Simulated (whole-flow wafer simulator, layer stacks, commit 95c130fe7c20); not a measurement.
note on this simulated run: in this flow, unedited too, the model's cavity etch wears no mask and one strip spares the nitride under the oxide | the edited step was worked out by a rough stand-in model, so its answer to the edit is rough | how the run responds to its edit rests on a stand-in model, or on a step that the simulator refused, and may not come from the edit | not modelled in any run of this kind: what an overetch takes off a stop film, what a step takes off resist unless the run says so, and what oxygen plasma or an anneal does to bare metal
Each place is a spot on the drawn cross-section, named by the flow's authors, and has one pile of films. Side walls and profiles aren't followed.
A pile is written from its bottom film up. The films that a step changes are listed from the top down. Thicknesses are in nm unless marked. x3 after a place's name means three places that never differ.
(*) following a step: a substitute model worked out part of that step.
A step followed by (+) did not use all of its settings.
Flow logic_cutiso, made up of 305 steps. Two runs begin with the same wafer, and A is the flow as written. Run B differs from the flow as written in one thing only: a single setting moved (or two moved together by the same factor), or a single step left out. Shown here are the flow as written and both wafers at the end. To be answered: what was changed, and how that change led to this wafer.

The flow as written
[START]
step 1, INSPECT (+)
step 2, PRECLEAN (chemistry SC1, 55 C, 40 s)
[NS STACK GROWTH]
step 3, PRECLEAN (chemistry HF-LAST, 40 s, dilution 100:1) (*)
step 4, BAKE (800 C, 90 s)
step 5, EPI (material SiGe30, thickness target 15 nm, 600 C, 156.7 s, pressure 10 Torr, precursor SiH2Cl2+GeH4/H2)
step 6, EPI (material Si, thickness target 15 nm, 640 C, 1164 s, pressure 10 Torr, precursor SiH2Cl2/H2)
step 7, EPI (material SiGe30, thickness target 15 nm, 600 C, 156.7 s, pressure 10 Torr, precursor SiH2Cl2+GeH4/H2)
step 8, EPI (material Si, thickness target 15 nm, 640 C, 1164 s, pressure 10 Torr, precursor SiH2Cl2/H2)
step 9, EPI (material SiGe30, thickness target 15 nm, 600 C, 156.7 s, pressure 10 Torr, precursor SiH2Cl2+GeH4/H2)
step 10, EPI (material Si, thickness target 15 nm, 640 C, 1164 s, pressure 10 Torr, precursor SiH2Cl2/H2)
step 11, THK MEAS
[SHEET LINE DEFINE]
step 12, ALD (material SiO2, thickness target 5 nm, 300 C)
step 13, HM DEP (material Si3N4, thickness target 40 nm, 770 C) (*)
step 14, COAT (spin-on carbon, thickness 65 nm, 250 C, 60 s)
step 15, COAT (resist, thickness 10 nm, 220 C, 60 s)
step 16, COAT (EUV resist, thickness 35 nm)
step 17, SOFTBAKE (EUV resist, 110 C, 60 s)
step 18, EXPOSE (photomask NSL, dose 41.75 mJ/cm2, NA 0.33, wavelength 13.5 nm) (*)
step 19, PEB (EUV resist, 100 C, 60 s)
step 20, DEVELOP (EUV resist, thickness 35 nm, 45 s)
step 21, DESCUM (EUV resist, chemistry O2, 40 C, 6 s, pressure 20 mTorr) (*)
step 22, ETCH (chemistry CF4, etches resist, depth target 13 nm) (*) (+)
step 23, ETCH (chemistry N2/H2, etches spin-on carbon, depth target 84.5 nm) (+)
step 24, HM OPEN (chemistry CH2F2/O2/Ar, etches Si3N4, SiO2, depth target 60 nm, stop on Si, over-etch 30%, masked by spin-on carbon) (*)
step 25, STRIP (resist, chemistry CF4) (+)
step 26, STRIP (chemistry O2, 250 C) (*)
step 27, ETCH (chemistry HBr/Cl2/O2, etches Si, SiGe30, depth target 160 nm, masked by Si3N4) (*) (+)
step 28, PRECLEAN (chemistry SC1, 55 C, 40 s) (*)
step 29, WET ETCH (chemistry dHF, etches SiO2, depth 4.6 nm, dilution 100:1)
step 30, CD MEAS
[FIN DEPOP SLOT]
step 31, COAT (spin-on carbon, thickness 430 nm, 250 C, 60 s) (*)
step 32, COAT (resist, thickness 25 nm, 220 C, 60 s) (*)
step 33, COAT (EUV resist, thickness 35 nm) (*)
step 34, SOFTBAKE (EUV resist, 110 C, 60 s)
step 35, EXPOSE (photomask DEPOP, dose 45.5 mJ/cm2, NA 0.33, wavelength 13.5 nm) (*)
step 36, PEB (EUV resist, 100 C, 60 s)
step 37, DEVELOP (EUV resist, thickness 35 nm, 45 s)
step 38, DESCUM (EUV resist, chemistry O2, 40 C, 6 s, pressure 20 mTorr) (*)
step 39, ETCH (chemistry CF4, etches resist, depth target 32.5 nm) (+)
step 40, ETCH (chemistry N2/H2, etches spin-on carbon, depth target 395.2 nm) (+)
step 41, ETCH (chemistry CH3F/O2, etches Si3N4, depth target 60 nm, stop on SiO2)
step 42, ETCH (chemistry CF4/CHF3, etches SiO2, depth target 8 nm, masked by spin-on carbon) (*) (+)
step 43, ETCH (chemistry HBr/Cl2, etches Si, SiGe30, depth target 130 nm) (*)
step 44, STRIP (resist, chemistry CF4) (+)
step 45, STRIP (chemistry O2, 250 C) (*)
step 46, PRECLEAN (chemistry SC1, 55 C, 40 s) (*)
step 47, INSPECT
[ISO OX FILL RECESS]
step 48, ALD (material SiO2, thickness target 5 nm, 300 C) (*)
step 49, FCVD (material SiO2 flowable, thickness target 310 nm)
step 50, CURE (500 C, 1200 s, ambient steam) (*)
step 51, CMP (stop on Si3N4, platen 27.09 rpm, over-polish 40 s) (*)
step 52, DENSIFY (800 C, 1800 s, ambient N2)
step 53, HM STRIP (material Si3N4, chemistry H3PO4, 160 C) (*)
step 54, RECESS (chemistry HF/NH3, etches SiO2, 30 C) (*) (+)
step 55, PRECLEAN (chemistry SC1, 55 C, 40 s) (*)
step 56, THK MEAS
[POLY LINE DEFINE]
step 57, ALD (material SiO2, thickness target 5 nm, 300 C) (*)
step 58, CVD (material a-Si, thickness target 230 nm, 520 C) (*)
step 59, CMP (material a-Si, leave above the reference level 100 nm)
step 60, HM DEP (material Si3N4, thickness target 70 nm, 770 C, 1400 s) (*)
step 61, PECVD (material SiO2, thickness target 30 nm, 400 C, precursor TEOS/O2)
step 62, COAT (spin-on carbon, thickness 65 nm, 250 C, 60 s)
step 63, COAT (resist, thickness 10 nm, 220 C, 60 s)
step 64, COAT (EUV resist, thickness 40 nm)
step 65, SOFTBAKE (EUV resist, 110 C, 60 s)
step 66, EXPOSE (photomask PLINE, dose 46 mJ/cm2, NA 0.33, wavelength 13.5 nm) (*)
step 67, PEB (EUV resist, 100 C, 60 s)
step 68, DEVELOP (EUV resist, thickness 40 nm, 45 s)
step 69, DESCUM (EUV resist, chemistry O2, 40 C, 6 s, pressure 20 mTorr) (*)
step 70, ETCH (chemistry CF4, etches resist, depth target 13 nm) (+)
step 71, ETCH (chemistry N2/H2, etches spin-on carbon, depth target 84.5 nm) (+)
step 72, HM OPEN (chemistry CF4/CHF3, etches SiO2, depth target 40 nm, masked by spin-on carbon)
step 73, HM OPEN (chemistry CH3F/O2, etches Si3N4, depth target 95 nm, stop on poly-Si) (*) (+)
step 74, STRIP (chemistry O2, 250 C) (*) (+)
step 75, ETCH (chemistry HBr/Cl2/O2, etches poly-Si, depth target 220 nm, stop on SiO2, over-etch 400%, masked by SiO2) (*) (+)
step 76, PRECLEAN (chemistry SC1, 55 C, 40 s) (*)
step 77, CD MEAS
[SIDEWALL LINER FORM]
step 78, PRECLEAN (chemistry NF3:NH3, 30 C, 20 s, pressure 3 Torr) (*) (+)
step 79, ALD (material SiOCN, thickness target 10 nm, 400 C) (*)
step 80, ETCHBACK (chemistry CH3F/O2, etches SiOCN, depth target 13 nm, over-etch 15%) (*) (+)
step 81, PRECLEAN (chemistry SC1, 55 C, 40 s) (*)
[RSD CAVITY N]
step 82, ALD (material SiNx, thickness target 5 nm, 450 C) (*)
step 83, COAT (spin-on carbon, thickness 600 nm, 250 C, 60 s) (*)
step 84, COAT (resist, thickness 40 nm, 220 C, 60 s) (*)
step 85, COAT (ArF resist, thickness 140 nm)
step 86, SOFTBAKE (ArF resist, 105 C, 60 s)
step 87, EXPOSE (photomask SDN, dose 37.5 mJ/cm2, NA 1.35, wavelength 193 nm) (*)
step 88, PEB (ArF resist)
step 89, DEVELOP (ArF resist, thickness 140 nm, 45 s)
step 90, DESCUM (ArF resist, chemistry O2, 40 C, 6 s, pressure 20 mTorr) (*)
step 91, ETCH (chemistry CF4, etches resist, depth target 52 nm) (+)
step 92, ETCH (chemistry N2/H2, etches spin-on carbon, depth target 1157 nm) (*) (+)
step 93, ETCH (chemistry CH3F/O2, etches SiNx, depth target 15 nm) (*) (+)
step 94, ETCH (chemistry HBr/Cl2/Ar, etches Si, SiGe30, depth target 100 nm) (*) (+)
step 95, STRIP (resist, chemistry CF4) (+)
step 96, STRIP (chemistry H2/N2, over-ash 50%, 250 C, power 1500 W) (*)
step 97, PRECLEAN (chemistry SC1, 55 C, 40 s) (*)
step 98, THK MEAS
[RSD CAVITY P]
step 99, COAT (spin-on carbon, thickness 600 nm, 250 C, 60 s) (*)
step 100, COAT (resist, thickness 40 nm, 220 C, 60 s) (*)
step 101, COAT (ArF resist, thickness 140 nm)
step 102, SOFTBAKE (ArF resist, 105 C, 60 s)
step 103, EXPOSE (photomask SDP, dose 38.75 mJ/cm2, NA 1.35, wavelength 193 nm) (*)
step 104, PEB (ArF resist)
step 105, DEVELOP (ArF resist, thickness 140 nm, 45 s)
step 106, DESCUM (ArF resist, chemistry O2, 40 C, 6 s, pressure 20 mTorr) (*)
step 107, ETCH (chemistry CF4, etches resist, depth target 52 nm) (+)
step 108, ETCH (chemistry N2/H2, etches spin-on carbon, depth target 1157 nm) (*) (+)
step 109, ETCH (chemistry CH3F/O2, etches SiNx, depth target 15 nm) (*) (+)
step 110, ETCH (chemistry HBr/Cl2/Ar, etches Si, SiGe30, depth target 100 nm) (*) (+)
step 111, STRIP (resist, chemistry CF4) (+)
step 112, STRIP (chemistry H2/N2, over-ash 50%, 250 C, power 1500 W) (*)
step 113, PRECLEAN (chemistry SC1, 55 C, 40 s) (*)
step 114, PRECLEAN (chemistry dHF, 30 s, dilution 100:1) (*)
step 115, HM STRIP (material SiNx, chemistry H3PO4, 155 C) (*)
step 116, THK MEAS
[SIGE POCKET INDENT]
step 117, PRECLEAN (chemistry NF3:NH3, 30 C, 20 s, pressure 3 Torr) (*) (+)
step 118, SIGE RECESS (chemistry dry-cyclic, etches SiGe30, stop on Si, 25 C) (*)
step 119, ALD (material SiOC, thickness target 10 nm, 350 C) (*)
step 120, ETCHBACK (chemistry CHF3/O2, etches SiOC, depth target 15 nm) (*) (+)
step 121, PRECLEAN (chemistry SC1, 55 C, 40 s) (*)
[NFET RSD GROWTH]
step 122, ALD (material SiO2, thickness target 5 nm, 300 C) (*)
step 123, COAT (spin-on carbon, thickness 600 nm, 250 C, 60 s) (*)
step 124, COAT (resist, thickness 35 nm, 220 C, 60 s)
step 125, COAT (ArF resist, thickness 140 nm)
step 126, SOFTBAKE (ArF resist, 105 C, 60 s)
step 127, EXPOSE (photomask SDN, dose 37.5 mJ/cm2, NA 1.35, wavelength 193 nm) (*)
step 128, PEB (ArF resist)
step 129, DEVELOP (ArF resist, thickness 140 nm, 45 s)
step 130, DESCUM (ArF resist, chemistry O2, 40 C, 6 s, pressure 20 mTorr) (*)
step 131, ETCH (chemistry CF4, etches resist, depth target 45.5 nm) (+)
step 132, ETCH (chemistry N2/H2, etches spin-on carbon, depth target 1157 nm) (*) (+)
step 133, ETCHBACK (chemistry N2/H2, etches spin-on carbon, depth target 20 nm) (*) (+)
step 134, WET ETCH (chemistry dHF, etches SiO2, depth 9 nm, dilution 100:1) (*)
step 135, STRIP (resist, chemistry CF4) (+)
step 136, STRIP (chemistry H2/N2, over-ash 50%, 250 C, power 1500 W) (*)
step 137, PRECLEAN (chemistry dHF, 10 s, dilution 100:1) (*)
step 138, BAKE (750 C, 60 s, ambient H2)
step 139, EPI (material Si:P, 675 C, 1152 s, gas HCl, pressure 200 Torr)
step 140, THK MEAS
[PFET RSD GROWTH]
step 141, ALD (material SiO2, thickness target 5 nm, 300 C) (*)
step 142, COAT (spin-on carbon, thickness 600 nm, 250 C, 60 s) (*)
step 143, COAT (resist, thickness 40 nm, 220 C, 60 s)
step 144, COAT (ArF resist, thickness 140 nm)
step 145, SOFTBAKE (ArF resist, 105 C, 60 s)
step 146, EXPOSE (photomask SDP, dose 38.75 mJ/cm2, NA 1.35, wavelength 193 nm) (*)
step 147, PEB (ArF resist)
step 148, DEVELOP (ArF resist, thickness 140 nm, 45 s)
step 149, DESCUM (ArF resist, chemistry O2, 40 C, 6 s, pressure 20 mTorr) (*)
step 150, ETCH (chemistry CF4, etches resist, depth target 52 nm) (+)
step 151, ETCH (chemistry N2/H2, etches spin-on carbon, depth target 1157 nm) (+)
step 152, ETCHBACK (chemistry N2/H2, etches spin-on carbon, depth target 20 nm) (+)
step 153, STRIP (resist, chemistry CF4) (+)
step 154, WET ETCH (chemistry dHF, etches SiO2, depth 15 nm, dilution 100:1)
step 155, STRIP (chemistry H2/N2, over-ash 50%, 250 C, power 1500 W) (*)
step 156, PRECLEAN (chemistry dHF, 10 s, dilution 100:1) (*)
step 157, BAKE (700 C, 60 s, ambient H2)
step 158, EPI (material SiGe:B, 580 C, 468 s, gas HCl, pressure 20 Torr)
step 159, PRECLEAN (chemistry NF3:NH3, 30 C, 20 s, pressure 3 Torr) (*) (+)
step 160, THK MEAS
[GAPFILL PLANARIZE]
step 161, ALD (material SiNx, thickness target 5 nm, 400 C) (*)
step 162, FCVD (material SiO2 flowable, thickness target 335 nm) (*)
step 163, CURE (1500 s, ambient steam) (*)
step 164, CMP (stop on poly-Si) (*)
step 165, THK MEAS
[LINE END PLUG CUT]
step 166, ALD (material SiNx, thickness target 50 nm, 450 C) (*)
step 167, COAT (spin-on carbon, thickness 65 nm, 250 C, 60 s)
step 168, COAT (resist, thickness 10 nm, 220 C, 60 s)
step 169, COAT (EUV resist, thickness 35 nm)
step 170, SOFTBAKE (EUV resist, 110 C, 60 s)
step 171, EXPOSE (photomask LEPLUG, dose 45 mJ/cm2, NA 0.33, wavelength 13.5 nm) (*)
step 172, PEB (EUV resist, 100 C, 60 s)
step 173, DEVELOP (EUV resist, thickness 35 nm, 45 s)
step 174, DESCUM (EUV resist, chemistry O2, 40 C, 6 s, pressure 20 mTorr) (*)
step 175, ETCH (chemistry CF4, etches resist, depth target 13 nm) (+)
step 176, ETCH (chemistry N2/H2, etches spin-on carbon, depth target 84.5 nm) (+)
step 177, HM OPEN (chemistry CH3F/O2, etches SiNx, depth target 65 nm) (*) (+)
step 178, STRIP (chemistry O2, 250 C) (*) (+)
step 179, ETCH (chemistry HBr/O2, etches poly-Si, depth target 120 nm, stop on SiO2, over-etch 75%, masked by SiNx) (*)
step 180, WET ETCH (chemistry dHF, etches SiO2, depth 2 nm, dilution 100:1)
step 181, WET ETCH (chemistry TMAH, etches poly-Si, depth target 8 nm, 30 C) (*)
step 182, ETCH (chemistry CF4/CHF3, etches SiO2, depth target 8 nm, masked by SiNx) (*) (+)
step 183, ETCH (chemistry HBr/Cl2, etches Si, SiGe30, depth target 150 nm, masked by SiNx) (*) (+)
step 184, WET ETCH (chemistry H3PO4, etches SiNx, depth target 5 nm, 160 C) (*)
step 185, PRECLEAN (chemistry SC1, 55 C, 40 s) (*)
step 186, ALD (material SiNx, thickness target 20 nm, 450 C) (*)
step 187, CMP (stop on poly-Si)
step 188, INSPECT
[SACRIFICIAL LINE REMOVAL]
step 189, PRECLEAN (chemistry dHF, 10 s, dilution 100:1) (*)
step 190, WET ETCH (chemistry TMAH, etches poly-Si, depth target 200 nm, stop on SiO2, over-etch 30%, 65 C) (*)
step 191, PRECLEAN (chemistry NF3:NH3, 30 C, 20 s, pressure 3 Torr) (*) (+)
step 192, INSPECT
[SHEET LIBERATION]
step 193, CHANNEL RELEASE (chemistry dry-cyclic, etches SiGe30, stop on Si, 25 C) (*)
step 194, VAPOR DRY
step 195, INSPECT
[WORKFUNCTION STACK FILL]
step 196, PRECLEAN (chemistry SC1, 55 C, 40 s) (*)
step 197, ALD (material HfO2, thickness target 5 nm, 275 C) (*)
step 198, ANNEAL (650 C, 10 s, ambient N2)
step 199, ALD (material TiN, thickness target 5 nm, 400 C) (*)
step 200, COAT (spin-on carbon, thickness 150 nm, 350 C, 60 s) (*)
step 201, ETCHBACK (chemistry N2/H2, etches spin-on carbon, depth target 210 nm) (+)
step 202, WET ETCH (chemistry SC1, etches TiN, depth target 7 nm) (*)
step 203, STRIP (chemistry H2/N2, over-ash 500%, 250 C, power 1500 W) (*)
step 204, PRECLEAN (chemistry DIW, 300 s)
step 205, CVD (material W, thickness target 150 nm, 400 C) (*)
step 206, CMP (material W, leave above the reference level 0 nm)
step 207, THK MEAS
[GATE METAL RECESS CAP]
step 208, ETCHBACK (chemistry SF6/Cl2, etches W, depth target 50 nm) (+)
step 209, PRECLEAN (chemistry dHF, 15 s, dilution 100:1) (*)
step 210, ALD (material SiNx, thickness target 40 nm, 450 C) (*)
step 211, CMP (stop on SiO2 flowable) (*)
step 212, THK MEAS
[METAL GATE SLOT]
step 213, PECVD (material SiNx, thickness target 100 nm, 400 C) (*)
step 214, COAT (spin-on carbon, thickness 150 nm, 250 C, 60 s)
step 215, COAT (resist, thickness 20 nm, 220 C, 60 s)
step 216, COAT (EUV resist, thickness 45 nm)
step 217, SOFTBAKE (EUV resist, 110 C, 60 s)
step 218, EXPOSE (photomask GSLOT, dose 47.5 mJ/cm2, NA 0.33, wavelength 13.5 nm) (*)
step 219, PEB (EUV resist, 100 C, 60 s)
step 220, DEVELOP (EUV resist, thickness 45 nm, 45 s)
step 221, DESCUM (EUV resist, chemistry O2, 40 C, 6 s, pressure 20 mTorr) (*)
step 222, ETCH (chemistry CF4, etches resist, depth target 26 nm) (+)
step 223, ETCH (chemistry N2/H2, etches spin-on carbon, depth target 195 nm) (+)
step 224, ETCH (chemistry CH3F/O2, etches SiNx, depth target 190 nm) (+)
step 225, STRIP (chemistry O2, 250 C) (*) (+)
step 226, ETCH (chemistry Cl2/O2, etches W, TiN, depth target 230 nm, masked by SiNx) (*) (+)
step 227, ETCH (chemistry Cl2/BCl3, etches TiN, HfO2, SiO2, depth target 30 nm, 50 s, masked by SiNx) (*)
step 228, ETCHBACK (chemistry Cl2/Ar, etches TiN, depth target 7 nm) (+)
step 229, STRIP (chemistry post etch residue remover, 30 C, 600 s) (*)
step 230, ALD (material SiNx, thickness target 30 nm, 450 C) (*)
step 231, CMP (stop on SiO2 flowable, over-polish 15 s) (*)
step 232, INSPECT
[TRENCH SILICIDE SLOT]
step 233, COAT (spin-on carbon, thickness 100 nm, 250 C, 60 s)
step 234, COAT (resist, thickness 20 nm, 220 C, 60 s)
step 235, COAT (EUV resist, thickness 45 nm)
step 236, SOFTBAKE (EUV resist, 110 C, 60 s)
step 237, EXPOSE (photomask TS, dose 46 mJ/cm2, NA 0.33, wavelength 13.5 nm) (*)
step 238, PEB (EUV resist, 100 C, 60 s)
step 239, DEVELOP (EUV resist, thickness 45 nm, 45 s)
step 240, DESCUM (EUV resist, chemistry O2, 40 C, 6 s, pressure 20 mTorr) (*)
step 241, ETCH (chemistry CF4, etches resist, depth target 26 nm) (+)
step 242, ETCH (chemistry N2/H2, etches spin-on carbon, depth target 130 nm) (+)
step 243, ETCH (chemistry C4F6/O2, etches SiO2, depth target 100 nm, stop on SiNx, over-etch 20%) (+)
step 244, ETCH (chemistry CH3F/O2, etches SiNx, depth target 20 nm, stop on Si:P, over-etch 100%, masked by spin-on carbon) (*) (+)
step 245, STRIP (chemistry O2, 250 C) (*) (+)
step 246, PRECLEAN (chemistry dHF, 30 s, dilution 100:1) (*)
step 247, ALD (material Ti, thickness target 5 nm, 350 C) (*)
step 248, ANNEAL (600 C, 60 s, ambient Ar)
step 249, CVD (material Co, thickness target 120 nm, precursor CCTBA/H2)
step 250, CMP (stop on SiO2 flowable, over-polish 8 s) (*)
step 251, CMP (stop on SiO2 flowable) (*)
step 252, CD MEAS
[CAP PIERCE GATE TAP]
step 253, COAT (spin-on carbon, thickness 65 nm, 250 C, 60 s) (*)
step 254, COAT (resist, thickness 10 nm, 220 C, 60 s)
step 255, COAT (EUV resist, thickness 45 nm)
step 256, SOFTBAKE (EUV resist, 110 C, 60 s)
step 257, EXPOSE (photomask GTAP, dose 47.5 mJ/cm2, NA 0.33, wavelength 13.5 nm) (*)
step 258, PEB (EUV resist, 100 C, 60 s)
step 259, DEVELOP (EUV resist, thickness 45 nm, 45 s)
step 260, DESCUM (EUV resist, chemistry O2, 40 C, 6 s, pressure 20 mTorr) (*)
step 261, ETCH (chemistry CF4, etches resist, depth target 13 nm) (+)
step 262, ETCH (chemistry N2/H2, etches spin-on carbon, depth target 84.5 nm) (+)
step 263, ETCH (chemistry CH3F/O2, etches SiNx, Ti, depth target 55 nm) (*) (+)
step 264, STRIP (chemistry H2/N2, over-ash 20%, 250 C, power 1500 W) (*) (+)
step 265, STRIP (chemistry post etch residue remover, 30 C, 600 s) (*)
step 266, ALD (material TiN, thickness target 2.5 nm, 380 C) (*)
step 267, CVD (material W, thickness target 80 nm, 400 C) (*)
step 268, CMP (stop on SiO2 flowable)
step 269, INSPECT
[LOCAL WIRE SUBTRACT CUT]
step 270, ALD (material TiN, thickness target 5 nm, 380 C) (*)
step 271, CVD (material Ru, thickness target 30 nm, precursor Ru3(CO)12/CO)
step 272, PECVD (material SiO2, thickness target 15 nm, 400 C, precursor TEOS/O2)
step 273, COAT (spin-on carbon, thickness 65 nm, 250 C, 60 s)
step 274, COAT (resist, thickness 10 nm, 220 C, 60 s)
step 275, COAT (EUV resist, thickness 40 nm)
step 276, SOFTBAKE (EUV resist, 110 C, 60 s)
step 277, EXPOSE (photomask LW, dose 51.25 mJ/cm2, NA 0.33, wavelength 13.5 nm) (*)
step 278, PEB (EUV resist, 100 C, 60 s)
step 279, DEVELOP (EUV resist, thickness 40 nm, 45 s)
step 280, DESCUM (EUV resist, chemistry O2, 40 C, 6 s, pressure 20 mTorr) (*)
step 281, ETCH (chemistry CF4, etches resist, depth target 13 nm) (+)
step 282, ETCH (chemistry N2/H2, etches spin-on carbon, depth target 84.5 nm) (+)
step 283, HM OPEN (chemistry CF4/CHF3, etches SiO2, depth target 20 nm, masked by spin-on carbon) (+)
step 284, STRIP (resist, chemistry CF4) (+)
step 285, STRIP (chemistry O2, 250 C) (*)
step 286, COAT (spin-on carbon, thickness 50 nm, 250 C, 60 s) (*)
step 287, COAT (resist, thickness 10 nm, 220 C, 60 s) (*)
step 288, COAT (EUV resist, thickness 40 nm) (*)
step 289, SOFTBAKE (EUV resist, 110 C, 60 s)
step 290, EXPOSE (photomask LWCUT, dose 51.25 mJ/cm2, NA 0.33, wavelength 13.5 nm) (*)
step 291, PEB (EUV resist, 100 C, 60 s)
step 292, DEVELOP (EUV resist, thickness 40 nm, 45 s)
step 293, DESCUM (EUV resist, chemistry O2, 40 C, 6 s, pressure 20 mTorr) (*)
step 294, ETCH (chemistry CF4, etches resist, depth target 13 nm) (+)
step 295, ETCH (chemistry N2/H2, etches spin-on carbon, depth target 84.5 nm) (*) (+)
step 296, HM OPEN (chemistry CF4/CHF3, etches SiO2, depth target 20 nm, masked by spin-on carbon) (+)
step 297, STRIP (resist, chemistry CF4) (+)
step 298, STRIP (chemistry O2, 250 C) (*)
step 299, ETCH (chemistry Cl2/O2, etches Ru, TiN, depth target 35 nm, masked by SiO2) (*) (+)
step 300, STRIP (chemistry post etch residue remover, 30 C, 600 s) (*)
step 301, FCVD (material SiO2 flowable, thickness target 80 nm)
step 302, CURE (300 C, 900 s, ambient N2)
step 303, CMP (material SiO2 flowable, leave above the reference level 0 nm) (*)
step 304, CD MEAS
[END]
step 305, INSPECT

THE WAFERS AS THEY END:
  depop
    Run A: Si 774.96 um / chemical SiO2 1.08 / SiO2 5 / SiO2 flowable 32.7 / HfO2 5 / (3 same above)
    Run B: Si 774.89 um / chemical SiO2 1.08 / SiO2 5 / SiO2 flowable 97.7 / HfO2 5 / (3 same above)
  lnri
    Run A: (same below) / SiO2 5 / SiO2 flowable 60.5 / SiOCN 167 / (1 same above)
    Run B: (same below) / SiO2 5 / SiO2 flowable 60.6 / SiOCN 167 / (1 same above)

Cause: step 43, ETCH: depth target 195 nm was run, whereas the flow has depth target 130 nm.

The path from the change to this, step by step:
  step 43, ETCH (chemistry HBr/Cl2, etches Si, SiGe30, depth target 130 nm) (*)
      dpovl, gl, glp and 16 more: A spin-on carbon loses 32 | B spin-on carbon loses 45
      depop: A Si loses 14 (all of it), SiGe30 loses 15 (all of it), Si loses 15 (all of it), SiGe30 loses 15 (all of it), Si loses 15 (all of it), SiGe30 loses 15 (all of it), Si loses 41 | B Si loses 14 (all of it), SiGe30 loses 15 (all of it), Si loses 15 (all of it), SiGe30 loses 15 (all of it), Si loses 15 (all of it), SiGe30 loses 15 (all of it), Si loses 106
      (and at 2 other places as well)
  step 45, STRIP (chemistry O2, 250 C) (*)
      gfld, lnri: A chemical SiO2 gains 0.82 (new film), spin-on carbon loses 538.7 (all of it), Si loses 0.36 | B chemical SiO2 gains 0.81 (new film), spin-on carbon loses 525.7 (all of it), Si loses 0.36
      glp, tap: A spin-on carbon loses 347.6 (all of it) | B spin-on carbon loses 334.6 (all of it)
      (and at 17 other places as well)
  step 49, FCVD (material SiO2 flowable, thickness target 310 nm)
      depop: A SiO2 flowable gains 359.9 (new film) | B SiO2 flowable gains 420 (new film)
      ns: A SiO2 flowable gains 201.3 (new film) | B SiO2 flowable gains 196.4 (new film)
  step 51, CMP (stop on Si3N4, platen 27.09 rpm, over-polish 40 s) (*)
      depop: A SiO2 flowable loses 200.5 | B SiO2 flowable loses 195.4
      dpovl: A SiO2 flowable loses 200.4 | B SiO2 flowable loses 195.3
      (and at 3 other places as well)
  step 52, DENSIFY (800 C, 1800 s, ambient N2)
      depop: A SiO2 flowable loses 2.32 | B SiO2 flowable loses 3.33
      nsgap: A SiO2 flowable loses 2.13 | B SiO2 flowable loses 2.87
